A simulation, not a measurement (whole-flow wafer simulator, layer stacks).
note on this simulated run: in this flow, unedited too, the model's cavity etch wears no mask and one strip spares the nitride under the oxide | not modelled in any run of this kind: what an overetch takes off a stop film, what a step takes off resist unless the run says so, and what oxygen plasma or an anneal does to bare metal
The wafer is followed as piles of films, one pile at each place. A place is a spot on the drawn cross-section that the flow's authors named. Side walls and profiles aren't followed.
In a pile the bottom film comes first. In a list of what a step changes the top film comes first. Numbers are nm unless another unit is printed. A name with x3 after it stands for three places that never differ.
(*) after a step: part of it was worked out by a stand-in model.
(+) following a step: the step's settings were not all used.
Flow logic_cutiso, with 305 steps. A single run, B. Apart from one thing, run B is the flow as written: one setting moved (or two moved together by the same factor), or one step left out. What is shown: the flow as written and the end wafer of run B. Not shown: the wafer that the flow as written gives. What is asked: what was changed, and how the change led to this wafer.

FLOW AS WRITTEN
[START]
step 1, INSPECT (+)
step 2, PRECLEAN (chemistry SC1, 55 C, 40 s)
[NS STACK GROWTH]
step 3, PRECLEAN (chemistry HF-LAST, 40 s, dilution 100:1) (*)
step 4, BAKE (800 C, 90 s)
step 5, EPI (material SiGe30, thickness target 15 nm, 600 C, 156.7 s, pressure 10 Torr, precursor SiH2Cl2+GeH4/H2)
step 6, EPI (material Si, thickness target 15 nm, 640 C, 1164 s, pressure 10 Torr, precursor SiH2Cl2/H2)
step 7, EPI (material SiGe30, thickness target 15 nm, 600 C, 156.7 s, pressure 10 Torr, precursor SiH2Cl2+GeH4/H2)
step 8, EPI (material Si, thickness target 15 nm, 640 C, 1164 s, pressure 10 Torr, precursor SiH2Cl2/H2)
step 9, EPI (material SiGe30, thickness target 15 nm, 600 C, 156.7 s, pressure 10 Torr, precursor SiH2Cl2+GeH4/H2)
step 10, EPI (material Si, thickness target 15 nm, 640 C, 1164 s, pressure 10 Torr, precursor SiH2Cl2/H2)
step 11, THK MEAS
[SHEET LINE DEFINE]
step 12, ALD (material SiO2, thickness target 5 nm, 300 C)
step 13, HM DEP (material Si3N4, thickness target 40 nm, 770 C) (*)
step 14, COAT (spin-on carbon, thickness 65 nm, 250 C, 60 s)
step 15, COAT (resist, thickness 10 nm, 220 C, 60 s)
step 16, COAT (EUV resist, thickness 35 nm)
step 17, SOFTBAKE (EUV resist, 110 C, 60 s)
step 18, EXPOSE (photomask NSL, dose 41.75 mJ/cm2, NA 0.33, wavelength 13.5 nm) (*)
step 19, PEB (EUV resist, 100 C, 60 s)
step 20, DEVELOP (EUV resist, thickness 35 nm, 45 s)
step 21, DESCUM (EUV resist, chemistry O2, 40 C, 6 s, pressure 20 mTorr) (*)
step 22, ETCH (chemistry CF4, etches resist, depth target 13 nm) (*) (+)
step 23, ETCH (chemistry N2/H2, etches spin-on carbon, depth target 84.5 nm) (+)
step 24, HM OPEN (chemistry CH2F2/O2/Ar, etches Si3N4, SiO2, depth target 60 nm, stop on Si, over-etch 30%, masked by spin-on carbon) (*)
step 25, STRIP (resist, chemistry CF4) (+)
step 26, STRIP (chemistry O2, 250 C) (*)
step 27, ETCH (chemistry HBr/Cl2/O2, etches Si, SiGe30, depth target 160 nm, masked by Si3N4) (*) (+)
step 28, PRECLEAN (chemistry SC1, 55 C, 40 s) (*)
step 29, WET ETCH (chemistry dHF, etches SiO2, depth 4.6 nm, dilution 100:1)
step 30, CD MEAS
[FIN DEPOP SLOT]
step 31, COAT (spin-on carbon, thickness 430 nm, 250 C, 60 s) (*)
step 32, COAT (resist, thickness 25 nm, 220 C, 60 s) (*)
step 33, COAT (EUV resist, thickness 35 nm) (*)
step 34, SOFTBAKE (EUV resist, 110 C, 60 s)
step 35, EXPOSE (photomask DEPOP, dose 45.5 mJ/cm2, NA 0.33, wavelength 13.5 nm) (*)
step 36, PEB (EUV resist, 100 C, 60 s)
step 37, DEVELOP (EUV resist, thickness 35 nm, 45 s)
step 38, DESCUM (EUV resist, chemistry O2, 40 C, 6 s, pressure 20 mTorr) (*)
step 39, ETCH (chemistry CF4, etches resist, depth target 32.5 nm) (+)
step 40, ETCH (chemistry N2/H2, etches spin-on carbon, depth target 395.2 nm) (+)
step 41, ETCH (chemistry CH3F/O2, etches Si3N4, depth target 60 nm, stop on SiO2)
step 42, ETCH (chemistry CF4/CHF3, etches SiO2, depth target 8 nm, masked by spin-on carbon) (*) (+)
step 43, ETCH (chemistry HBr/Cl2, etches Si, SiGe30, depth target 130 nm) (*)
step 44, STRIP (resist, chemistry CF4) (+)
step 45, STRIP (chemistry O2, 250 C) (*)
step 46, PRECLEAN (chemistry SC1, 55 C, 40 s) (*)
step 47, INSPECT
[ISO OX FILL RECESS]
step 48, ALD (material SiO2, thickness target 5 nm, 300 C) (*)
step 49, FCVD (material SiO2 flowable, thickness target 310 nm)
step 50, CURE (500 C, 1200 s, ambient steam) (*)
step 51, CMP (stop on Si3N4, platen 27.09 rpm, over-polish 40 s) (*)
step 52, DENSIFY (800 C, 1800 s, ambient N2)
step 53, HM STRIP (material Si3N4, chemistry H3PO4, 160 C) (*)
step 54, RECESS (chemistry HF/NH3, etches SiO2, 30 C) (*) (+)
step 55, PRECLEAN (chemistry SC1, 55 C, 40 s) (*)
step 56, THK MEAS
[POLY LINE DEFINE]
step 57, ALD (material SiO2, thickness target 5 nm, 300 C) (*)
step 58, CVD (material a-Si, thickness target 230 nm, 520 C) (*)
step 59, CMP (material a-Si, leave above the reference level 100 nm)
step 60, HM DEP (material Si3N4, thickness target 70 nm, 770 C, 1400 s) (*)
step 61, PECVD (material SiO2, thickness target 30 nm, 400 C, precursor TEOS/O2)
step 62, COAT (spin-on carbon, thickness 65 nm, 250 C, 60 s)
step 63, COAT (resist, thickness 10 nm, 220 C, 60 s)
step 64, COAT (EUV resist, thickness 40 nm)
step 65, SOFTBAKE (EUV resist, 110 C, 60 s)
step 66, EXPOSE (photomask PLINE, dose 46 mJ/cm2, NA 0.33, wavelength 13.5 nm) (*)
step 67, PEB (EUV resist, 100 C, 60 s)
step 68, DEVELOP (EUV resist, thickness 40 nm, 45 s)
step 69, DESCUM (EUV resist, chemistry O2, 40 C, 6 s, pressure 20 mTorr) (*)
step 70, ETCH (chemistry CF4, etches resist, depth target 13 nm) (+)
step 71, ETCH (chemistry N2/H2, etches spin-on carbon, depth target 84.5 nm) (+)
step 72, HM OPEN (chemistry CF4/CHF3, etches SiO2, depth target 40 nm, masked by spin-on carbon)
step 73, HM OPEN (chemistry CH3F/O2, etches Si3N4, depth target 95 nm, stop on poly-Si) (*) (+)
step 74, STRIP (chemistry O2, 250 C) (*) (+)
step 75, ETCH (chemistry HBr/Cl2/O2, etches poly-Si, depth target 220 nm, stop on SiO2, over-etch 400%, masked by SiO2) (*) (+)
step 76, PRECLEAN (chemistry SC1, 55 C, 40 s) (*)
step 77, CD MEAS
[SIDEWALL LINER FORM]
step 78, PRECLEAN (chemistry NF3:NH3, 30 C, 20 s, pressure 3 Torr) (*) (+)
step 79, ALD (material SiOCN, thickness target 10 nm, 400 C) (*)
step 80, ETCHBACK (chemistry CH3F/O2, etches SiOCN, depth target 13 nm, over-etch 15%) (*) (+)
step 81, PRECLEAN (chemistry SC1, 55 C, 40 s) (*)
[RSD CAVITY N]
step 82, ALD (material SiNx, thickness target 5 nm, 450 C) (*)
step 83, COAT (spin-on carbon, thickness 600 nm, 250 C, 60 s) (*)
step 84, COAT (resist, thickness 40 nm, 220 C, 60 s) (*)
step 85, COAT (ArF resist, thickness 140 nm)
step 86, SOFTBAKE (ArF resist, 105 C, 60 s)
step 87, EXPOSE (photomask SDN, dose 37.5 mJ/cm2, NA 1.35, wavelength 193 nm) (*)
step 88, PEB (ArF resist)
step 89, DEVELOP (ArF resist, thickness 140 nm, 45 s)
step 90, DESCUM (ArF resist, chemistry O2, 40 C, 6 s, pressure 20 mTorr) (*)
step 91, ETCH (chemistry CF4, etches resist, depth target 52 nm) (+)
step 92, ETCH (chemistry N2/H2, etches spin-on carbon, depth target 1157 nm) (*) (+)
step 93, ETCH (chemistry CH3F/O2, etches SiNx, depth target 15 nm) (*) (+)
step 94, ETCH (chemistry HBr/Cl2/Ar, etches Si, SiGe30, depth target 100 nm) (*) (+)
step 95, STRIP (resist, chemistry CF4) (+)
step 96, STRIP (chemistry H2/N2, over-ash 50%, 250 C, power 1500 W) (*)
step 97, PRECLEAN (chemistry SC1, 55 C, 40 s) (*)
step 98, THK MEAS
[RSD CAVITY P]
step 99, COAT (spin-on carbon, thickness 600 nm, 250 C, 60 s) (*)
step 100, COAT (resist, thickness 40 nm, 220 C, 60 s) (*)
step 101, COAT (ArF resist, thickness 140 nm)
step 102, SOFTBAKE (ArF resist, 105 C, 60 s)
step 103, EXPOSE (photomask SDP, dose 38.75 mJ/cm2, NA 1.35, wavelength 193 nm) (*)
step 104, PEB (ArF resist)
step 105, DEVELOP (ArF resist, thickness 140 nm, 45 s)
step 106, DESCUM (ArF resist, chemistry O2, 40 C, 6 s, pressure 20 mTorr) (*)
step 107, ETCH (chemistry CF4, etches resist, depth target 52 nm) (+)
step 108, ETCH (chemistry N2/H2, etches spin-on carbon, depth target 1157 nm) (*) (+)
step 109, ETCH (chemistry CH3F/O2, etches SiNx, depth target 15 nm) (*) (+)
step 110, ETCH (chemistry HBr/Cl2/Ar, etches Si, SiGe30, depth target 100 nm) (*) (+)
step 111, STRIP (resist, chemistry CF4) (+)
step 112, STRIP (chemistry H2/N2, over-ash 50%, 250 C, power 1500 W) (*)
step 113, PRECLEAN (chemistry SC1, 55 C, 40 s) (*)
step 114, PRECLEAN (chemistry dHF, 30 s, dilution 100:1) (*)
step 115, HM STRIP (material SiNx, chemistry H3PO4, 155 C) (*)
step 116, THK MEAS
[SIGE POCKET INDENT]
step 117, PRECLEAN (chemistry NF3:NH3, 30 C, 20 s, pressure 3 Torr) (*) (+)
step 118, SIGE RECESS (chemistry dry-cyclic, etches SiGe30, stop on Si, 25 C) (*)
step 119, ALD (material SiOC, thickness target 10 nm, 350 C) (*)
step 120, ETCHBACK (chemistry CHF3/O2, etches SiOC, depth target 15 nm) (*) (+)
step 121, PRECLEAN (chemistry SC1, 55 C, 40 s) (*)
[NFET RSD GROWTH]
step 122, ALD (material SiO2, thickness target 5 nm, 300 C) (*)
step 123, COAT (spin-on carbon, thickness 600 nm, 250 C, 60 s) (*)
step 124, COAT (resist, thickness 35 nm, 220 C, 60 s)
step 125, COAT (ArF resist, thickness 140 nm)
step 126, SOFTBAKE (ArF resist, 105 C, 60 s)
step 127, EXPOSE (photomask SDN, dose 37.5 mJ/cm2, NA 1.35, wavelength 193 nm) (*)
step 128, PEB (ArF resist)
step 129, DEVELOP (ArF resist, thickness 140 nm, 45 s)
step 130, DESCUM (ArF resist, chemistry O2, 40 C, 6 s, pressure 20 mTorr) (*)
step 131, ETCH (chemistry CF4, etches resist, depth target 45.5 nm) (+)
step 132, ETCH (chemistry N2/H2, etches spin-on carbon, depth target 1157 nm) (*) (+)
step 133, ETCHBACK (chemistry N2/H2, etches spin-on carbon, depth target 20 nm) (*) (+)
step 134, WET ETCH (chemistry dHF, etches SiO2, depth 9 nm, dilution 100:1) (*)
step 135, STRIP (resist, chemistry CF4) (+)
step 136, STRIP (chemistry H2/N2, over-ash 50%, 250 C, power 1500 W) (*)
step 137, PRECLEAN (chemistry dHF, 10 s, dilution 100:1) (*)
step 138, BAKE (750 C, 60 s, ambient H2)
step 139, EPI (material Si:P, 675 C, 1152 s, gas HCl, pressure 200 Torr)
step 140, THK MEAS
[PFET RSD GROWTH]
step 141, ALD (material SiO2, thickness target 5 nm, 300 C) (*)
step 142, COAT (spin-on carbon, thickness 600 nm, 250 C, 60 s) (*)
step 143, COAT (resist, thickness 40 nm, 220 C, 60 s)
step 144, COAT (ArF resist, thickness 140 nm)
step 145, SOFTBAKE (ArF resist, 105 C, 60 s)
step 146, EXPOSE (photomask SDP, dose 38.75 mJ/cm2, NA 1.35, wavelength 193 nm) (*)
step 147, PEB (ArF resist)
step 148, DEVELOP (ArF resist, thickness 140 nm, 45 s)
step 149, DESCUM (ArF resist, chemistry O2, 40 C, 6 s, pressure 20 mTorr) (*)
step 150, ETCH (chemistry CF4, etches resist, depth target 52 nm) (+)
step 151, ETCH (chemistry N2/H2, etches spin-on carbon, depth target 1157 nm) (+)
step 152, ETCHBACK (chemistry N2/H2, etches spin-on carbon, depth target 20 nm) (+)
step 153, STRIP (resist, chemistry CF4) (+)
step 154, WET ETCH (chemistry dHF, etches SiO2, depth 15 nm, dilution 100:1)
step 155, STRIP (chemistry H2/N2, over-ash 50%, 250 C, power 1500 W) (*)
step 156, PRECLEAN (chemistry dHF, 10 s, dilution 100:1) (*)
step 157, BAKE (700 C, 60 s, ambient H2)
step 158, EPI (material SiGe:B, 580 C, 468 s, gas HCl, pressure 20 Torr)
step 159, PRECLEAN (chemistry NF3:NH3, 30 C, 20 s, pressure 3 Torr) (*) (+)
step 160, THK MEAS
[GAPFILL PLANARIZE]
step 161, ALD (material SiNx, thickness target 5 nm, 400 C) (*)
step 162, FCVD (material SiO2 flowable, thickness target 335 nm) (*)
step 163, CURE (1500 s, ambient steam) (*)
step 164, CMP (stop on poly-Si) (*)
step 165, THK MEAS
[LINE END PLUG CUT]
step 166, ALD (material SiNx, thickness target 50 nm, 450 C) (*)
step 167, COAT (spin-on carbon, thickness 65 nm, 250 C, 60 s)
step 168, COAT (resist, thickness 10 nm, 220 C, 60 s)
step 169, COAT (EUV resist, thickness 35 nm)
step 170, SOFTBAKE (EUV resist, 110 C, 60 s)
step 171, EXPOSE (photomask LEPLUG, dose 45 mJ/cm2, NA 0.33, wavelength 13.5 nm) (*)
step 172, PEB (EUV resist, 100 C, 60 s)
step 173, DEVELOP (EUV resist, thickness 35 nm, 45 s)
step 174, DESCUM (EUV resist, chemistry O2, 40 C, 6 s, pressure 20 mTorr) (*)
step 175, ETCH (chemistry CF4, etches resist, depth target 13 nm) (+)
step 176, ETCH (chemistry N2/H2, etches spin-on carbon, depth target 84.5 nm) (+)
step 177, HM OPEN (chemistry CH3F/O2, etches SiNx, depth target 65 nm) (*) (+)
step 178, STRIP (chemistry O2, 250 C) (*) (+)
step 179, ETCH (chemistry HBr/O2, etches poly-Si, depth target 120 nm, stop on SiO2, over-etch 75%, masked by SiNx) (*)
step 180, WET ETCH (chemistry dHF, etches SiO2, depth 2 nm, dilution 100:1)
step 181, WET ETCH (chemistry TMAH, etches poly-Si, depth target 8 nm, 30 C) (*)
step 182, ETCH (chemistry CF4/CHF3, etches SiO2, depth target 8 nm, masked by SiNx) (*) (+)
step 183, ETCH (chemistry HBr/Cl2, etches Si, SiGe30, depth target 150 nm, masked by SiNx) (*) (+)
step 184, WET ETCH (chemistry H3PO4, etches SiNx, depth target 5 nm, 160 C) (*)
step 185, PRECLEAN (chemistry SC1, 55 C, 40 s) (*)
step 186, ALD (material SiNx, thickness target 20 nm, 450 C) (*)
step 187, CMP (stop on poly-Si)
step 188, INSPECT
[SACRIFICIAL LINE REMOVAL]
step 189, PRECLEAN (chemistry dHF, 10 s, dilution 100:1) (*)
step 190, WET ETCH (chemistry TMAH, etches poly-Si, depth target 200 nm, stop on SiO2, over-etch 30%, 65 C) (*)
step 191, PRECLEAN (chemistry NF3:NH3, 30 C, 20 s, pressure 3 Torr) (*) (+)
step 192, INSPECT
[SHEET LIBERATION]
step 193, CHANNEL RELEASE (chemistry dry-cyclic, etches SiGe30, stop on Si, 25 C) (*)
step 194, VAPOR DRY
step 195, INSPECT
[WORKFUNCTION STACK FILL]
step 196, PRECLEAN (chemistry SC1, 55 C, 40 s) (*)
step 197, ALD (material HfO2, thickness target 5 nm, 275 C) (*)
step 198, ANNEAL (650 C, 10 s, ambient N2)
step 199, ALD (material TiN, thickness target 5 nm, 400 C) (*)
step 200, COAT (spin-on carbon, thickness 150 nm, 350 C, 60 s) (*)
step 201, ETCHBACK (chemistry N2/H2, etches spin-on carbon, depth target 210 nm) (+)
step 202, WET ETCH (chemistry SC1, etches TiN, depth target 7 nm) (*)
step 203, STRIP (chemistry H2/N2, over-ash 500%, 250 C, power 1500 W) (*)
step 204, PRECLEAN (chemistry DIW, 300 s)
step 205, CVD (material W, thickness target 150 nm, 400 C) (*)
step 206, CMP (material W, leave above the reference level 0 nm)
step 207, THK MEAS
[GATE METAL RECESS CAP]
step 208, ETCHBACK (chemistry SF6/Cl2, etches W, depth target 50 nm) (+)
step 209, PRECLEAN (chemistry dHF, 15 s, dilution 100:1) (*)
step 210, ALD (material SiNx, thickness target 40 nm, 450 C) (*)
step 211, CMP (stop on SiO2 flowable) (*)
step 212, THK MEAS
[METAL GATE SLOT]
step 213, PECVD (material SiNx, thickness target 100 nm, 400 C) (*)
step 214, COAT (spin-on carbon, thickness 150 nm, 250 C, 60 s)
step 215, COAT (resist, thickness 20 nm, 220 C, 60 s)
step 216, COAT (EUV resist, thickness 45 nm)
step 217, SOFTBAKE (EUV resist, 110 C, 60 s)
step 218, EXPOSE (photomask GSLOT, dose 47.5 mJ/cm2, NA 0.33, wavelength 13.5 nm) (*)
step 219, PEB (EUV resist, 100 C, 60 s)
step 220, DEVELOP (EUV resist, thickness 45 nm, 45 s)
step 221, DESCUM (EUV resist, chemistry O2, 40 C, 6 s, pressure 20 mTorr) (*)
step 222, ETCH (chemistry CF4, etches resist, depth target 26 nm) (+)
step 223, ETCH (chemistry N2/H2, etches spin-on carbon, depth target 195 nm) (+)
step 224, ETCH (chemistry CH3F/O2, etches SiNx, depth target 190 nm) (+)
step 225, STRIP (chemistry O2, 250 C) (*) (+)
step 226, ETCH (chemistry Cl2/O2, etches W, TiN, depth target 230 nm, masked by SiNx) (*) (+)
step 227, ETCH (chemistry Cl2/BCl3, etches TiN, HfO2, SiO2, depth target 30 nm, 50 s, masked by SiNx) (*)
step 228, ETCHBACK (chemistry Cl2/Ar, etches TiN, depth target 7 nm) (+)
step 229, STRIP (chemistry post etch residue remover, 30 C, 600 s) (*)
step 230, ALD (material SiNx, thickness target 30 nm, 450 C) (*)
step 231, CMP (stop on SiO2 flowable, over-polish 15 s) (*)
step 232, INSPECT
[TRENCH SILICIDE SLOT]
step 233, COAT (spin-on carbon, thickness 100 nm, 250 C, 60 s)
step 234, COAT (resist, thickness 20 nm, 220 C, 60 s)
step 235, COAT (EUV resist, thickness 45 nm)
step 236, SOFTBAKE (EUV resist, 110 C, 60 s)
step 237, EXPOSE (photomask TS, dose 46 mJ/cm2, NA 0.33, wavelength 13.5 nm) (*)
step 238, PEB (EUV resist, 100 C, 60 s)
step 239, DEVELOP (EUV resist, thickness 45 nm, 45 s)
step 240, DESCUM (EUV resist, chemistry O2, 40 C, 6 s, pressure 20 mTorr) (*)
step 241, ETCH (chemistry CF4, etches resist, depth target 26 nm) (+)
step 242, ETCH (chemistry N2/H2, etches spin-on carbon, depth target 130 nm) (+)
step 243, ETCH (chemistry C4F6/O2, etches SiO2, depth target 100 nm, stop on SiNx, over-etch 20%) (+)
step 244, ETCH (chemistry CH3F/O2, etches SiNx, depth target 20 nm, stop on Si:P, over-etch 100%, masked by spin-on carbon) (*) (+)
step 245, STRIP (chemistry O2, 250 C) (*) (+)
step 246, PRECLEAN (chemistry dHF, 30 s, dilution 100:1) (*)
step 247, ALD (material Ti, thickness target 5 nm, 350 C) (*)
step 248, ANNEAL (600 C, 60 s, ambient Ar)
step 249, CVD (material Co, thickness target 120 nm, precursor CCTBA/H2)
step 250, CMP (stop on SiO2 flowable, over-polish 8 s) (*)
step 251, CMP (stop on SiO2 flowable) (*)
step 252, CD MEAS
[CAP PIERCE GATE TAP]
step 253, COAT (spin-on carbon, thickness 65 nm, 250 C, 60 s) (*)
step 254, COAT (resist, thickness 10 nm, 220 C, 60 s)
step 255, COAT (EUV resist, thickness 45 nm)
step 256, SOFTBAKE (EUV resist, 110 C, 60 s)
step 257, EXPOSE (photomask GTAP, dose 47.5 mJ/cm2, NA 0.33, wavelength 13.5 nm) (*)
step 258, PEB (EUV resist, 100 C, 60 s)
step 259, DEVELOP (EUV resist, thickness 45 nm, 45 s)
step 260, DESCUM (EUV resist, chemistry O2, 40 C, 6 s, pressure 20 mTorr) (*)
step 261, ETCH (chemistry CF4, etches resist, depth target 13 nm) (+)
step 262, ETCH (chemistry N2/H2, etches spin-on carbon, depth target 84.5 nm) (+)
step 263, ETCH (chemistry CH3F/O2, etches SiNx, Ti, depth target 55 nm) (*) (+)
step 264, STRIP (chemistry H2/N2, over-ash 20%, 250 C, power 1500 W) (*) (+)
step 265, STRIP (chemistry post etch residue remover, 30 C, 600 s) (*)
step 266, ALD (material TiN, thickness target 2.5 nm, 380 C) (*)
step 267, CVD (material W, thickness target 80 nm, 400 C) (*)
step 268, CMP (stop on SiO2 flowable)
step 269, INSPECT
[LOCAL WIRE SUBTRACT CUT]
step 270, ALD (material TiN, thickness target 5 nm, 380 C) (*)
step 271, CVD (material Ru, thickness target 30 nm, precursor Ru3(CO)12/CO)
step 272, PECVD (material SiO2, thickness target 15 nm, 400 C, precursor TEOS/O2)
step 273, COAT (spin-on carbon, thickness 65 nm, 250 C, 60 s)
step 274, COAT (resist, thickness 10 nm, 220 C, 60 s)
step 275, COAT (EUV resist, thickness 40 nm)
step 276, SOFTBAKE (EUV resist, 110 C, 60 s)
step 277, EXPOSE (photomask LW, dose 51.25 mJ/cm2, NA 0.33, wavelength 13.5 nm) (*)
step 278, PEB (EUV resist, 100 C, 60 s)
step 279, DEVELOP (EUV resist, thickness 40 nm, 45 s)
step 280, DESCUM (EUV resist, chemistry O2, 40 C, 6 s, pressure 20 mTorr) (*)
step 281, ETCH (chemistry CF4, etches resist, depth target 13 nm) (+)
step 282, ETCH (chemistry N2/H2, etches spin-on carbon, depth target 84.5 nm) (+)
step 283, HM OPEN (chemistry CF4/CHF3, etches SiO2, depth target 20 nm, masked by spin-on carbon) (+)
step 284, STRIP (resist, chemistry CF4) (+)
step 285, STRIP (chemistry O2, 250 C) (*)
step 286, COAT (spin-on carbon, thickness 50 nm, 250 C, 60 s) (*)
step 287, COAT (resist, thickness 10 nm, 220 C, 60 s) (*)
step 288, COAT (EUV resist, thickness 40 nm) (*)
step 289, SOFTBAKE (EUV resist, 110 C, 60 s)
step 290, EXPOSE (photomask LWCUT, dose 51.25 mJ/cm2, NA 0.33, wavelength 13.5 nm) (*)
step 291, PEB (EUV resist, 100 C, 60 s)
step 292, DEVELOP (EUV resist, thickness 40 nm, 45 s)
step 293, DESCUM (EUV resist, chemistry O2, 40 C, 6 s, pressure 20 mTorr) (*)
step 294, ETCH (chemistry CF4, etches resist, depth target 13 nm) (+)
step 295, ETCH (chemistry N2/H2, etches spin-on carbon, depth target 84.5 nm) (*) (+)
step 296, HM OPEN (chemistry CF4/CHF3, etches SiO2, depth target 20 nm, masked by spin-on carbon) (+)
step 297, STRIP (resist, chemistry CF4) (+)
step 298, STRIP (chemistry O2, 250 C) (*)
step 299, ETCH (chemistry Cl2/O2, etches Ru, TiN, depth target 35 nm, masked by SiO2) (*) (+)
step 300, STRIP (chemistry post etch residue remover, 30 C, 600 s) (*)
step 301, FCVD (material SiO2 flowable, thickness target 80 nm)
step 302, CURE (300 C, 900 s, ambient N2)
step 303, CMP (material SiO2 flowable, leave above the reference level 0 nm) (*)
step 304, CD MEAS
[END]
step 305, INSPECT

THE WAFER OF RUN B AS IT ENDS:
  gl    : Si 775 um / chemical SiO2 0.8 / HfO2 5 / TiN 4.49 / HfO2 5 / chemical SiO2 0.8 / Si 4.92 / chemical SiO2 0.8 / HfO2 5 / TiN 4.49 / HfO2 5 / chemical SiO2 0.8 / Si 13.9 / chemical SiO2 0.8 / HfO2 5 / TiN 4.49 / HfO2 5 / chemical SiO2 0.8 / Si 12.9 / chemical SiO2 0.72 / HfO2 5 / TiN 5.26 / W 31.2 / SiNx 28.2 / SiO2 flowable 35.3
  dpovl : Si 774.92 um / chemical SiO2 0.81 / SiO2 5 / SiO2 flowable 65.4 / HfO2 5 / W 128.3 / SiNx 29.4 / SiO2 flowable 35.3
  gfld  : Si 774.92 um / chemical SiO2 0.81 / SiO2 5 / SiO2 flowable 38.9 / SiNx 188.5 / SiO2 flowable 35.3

The reason: step 6, EPI: 465.8 s was run, whereas the flow has 1164 s.

The path from the change to this, step by step:
  step 6, EPI (material Si, thickness target 15 nm, 640 C, 1164 s, pressure 10 Torr, precursor SiH2Cl2/H2)
      depop, dpovl, gfld and 19 more: +6 Si (new film) (in the flow as written it would be: +15 Si (new film))
  step 27, ETCH (chemistry HBr/Cl2/O2, etches Si, SiGe30, depth target 160 nm, masked by Si3N4) (*) (+)
      gfld, gxf, iso, lnri: -0.79 chemical SiO2 (all of it), -11.4 Si (all of it), -15 SiGe30 (all of it), -15 Si (all of it), -15 SiGe30 (all of it), -6 Si (all of it), -15 SiGe30 (all of it), -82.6 Si (in the flow as written it would be: -0.79 chemical SiO2 (all of it), -11.4 Si (all of it), -15 SiGe30 (all of it), -15 Si (all of it), -15 SiGe30 (all of it), -15 Si (all of it), -15 SiGe30 (all of it), -73.6 Si)
      dpovl, nsgap: -0.79 chemical SiO2 (all of it), -11.8 Si (all of it), -15 SiGe30 (all of it), -15 Si (all of it), -15 SiGe30 (all of it), -6 Si (all of it), -15 SiGe30 (all of it), -82.2 Si (in the flow as written it would be: -0.79 chemical SiO2 (all of it), -11.8 Si (all of it), -15 SiGe30 (all of it), -15 Si (all of it), -15 SiGe30 (all of it), -15 Si (all of it), -15 SiGe30 (all of it), -73.2 Si)
      (and at 1 other place as well)
  step 43, ETCH (chemistry HBr/Cl2, etches Si, SiGe30, depth target 130 nm) (*)
      depop: -14 Si (all of it), -15 SiGe30 (all of it), -15 Si (all of it), -15 SiGe30 (all of it), -6 Si (all of it), -15 SiGe30 (all of it), -50 Si (in the flow as written it would be: -14 Si (all of it), -15 SiGe30 (all of it), -15 Si (all of it), -15 SiGe30 (all of it), -15 Si (all of it), -15 SiGe30 (all of it), -41 Si)
  step 94, ETCH (chemistry HBr/Cl2/Ar, etches Si, SiGe30, depth target 100 nm) (*) (+)
      rsdn, rsdx: -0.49 chemical SiO2 (all of it), -12.8 Si (all of it), -15 SiGe30 (all of it), -15 Si (all of it), -15 SiGe30 (all of it), -6 Si (all of it), -15 SiGe30 (all of it), -21.2 Si (in the flow as written it would be: -0.49 chemical SiO2 (all of it), -12.8 Si (all of it), -15 SiGe30 (all of it), -15 Si (all of it), -15 SiGe30 (all of it), -15 Si (all of it), -15 SiGe30 (all of it), -12.2 Si)
  step 110, ETCH (chemistry HBr/Cl2/Ar, etches Si, SiGe30, depth target 100 nm) (*) (+)
      rsdp, rsdw: -0.49 chemical SiO2 (all of it), -12.8 Si (all of it), -15 SiGe30 (all of it), -15 Si (all of it), -15 SiGe30 (all of it), -6 Si (all of it), -15 SiGe30 (all of it), -21.2 Si (in the flow as written it would be: -0.49 chemical SiO2 (all of it), -12.8 Si (all of it), -15 SiGe30 (all of it), -15 Si (all of it), -15 SiGe30 (all of it), -15 Si (all of it), -15 SiGe30 (all of it), -12.2 Si)
  step 183, ETCH (chemistry HBr/Cl2, etches Si, SiGe30, depth target 150 nm, masked by SiNx) (*) (+)
      plug: -13.6 Si (all of it), -15 SiGe30 (all of it), -15 Si (all of it), -15 SiGe30 (all of it), -6 Si (all of it), -15 SiGe30 (all of it), -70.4 Si (in the flow as written it would be: -13.6 Si (all of it), -15 SiGe30 (all of it), -15 Si (all of it), -15 SiGe30 (all of it), -15 Si (all of it), -15 SiGe30 (all of it), -61.4 Si)
